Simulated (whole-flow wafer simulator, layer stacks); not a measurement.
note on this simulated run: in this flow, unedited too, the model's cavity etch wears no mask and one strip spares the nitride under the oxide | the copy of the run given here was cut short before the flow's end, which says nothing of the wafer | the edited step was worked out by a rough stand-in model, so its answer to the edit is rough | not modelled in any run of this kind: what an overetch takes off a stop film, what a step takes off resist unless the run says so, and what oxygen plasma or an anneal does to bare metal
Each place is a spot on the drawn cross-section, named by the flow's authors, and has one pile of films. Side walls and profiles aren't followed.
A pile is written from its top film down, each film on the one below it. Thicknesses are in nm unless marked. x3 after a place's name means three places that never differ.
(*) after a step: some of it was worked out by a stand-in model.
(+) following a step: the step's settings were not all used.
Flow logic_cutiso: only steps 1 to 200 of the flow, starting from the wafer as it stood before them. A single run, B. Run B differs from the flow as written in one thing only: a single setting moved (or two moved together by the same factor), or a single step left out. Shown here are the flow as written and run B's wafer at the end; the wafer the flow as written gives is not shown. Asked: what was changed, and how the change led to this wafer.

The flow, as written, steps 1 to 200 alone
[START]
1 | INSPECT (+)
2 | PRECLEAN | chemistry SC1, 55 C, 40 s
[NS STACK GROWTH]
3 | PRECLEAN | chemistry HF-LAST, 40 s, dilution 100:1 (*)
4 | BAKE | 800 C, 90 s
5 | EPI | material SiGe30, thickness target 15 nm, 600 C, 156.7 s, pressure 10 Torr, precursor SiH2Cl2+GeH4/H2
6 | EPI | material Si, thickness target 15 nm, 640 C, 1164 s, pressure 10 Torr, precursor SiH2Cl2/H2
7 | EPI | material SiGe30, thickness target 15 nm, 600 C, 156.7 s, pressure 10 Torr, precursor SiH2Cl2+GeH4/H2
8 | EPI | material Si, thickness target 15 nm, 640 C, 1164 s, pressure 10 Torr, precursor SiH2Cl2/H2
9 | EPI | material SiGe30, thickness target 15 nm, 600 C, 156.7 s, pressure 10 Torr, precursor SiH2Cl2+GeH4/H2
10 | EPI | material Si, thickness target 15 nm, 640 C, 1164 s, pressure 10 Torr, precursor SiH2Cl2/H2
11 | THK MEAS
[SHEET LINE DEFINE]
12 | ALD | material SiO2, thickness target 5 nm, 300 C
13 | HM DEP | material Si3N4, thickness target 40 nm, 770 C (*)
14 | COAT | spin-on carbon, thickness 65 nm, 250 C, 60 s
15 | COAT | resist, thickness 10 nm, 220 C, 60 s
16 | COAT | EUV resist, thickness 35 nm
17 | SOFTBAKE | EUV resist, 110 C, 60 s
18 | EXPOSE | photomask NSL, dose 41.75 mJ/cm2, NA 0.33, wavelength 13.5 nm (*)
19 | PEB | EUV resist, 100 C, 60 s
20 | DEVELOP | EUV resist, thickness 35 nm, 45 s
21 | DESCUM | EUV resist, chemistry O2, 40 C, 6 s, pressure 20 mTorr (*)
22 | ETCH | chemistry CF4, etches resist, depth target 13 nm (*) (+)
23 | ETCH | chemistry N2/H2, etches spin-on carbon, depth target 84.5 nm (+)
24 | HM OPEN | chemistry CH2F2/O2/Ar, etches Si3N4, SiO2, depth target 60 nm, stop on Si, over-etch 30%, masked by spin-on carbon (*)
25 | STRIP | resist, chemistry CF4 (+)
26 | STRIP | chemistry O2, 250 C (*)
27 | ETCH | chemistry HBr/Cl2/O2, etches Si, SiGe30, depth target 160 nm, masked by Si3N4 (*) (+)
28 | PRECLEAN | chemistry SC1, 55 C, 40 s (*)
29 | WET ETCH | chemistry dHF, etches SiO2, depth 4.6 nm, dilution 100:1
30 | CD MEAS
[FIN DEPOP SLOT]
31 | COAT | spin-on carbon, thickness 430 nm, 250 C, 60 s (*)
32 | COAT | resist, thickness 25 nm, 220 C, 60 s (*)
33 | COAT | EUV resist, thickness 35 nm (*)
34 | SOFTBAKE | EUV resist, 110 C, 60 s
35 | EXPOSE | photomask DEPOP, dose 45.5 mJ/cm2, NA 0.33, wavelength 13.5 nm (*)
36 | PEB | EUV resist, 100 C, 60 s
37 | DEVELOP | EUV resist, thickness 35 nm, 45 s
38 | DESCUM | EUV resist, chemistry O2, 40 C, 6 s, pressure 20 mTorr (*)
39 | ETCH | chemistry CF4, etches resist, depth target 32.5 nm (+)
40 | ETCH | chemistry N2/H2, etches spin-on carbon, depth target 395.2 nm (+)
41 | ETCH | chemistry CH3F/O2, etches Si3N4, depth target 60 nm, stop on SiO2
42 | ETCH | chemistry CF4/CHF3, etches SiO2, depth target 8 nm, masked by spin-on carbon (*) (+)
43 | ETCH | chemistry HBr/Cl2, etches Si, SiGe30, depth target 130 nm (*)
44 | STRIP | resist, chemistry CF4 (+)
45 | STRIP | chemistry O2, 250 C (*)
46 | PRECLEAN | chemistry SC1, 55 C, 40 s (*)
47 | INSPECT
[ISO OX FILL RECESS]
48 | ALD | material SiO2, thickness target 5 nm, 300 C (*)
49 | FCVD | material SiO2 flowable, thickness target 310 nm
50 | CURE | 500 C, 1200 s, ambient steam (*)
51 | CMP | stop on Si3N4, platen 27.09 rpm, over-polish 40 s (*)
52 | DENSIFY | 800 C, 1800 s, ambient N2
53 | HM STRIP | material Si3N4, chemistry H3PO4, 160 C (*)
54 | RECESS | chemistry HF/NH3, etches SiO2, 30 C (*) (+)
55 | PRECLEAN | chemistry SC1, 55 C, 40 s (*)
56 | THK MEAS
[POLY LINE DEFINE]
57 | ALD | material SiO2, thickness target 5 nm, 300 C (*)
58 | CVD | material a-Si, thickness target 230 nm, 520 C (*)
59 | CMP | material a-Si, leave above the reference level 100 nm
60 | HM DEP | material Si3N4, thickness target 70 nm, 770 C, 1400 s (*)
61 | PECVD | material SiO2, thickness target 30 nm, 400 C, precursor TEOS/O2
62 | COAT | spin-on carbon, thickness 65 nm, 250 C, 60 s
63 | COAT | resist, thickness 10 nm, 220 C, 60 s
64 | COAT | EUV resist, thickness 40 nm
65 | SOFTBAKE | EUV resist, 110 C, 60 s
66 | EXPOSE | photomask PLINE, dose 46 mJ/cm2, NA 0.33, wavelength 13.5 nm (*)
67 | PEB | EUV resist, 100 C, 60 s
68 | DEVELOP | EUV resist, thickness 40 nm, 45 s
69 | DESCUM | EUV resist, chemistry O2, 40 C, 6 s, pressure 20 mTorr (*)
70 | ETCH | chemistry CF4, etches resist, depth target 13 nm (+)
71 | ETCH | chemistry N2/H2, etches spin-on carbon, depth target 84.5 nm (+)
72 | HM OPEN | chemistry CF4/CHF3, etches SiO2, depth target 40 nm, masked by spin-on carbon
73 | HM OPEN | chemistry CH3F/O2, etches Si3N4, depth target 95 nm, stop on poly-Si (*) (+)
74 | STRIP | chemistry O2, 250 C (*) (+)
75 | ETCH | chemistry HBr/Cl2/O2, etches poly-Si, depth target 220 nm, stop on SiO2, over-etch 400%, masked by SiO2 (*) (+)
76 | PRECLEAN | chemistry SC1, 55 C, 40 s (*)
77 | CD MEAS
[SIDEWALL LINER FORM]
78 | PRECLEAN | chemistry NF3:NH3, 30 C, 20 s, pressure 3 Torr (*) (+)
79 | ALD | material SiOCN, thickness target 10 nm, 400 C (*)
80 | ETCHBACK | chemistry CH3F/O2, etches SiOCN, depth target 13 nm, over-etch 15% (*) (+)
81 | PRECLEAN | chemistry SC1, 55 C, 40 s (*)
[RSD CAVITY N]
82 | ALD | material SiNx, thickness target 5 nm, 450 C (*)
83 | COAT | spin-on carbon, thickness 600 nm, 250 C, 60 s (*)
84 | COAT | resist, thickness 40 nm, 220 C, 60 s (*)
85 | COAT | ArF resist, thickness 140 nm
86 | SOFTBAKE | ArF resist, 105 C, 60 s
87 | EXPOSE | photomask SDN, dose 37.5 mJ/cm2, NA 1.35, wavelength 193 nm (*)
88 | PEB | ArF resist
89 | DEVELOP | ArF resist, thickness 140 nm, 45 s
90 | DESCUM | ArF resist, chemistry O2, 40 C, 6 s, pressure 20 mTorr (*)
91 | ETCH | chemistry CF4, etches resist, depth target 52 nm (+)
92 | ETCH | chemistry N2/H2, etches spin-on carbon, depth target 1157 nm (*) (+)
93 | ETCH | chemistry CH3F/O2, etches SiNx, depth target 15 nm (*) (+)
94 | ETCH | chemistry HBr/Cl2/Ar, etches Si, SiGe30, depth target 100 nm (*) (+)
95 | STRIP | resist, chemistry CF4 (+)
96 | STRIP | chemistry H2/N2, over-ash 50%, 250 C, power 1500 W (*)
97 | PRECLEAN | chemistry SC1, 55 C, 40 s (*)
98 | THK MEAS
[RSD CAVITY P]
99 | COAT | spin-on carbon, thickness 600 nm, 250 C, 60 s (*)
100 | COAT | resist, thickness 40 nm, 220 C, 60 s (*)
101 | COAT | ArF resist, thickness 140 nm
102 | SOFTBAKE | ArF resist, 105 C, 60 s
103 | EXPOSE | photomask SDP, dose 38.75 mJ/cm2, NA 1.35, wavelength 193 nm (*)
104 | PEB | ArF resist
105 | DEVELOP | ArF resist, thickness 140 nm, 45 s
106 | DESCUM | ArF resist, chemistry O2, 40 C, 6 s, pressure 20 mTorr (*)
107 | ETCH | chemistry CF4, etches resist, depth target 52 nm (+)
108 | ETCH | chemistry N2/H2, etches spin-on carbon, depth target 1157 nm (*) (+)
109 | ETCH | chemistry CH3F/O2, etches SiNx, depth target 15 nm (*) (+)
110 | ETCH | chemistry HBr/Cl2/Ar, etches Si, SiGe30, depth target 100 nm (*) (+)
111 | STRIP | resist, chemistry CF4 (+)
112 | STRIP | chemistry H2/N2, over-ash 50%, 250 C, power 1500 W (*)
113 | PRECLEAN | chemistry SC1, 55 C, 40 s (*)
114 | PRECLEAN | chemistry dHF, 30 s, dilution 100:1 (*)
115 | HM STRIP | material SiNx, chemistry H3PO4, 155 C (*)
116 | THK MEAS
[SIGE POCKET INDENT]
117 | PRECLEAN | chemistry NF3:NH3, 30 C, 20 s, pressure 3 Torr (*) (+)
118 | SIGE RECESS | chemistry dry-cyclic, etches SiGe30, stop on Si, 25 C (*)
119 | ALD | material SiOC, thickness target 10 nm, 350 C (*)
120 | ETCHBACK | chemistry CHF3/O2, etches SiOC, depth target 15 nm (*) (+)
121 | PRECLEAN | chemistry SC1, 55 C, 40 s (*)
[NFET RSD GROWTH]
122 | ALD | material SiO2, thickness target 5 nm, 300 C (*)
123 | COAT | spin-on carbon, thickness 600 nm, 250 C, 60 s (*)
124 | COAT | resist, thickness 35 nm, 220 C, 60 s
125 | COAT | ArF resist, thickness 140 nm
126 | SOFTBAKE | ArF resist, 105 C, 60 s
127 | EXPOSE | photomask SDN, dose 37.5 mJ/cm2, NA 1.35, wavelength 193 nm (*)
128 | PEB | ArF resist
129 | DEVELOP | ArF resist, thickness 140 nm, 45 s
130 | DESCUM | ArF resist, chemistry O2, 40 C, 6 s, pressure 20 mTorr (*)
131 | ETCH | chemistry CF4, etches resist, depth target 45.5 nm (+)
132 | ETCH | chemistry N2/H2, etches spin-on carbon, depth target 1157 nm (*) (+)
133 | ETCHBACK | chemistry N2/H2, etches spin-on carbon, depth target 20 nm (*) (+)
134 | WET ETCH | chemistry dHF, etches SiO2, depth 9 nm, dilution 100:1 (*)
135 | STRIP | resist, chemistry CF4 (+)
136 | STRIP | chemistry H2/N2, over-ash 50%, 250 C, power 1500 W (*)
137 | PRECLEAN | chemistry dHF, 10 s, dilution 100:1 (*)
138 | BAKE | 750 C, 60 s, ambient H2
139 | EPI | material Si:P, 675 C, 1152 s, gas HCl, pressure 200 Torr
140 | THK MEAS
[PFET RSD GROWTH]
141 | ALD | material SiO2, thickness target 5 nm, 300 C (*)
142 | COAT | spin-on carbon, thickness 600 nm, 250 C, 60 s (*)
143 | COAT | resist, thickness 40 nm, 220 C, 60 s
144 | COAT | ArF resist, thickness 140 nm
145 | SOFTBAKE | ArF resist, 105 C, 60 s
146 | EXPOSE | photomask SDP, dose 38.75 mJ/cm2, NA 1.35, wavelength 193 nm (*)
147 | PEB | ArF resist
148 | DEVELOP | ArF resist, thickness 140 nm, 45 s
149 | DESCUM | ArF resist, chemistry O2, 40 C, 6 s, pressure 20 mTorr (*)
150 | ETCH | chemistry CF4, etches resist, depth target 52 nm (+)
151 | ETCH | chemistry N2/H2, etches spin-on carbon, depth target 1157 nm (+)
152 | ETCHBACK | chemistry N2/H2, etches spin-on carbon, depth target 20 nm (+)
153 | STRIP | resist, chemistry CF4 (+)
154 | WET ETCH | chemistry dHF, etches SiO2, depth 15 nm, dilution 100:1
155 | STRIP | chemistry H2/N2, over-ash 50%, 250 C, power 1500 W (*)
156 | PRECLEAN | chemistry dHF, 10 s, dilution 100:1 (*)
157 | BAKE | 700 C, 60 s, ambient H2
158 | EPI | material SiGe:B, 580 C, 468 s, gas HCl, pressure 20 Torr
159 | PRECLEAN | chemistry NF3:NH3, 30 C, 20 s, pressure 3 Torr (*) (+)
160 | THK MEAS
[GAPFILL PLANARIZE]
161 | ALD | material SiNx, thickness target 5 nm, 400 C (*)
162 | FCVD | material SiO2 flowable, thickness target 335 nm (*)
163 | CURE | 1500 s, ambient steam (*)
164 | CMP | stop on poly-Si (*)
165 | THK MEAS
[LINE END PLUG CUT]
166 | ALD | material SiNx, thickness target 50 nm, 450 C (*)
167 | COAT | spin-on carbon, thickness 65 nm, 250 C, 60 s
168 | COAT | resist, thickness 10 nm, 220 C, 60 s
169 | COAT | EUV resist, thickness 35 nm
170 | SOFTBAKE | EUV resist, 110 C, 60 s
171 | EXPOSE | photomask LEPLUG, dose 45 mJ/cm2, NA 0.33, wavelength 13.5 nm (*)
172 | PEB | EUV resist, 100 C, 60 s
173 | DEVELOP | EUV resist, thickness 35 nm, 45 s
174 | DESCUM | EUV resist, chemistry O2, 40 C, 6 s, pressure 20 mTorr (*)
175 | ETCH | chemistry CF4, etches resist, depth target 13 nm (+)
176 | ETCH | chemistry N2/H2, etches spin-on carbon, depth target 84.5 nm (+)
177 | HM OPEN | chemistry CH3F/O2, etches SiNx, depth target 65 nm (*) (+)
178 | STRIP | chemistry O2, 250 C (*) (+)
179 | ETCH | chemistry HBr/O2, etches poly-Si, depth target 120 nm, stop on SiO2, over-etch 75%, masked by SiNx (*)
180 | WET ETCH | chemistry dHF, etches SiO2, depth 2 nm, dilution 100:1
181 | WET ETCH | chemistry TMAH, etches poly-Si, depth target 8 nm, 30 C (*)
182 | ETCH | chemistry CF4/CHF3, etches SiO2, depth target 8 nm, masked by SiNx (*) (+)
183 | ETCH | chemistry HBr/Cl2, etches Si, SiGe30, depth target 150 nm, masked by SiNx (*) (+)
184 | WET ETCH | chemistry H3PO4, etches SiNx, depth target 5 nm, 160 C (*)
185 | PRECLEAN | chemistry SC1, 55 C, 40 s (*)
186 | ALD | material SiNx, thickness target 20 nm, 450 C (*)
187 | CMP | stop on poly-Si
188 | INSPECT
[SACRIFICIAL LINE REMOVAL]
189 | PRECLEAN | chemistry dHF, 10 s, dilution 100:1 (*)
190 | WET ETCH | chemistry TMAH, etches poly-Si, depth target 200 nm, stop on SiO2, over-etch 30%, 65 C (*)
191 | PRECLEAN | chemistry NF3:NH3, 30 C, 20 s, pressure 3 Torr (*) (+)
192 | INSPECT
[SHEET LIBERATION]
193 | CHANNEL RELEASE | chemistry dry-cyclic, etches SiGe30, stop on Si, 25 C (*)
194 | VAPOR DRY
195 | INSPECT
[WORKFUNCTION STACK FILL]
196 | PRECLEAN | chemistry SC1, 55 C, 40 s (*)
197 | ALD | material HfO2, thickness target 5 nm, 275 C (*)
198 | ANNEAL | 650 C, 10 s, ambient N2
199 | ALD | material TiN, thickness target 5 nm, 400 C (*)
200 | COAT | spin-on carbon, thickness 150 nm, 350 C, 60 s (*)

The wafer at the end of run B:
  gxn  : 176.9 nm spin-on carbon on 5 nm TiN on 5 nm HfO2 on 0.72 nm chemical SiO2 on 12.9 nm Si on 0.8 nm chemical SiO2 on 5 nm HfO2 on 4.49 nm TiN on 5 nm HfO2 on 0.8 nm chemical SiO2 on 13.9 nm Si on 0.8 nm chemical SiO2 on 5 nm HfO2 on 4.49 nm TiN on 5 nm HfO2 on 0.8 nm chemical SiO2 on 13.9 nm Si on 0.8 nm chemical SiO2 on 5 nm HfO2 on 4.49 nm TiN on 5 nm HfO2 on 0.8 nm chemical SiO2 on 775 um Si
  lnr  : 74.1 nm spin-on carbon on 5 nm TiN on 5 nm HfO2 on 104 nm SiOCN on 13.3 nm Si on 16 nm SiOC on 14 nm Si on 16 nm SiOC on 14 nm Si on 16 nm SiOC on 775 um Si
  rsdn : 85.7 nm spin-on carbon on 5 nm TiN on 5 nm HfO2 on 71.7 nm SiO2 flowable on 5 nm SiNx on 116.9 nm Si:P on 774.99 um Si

Cause: step 200, COAT: thickness 90 nm was run, whereas the flow has thickness 150 nm.

How this came from the change, step by step:
  200 | COAT | spin-on carbon, thickness 150 nm, 350 C, 60 s (*)
      glp, gxn, gxp: spin-on carbon gains 176.9 (new film) (as written it would have been: spin-on carbon gains 236.9 (new film))
      lnr, lnrp: spin-on carbon gains 74.1 (new film) (as written it would have been: spin-on carbon gains 133.9 (new film))
      (and at 17 other places as well)
